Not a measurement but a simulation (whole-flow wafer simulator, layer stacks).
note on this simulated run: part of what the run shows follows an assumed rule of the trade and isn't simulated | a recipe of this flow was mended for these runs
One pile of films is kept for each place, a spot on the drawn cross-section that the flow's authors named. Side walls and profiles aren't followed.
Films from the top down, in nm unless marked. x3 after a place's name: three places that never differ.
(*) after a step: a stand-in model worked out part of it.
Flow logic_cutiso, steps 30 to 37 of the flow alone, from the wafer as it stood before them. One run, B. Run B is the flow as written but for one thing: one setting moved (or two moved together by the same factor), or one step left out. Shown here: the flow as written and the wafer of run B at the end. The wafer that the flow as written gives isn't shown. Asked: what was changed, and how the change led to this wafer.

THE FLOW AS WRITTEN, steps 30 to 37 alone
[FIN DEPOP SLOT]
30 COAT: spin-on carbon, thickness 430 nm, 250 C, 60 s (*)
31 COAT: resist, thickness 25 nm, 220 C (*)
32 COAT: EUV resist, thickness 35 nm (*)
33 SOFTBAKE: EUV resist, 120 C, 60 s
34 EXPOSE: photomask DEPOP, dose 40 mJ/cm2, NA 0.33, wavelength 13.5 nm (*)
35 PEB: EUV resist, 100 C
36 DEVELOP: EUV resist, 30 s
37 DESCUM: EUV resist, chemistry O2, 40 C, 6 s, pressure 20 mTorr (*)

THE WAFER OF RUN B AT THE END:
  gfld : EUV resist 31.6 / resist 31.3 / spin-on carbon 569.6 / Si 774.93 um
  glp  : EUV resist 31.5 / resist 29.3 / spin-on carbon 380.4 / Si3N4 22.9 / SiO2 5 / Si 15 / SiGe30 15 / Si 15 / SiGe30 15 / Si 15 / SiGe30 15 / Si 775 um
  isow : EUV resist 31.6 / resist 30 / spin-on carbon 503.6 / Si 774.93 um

The cause: step 31, COAT: thickness 30 nm was run, where the flow has thickness 25 nm.
It can be read off the wafer: isow has resist 30, and step 31 as written asks for 25 nm.

How the change led to this, step by step:
  31 COAT: resist, thickness 25 nm, 220 C (*)
      depop, dpovl, isow, ns, nsgap: resist +30 (new film) (as written it would be: resist +25 (new film))
      gfld, lnri: resist +31.3 (new film) (as written it would be: resist +26.3 (new film))
      (and at 15 more places)
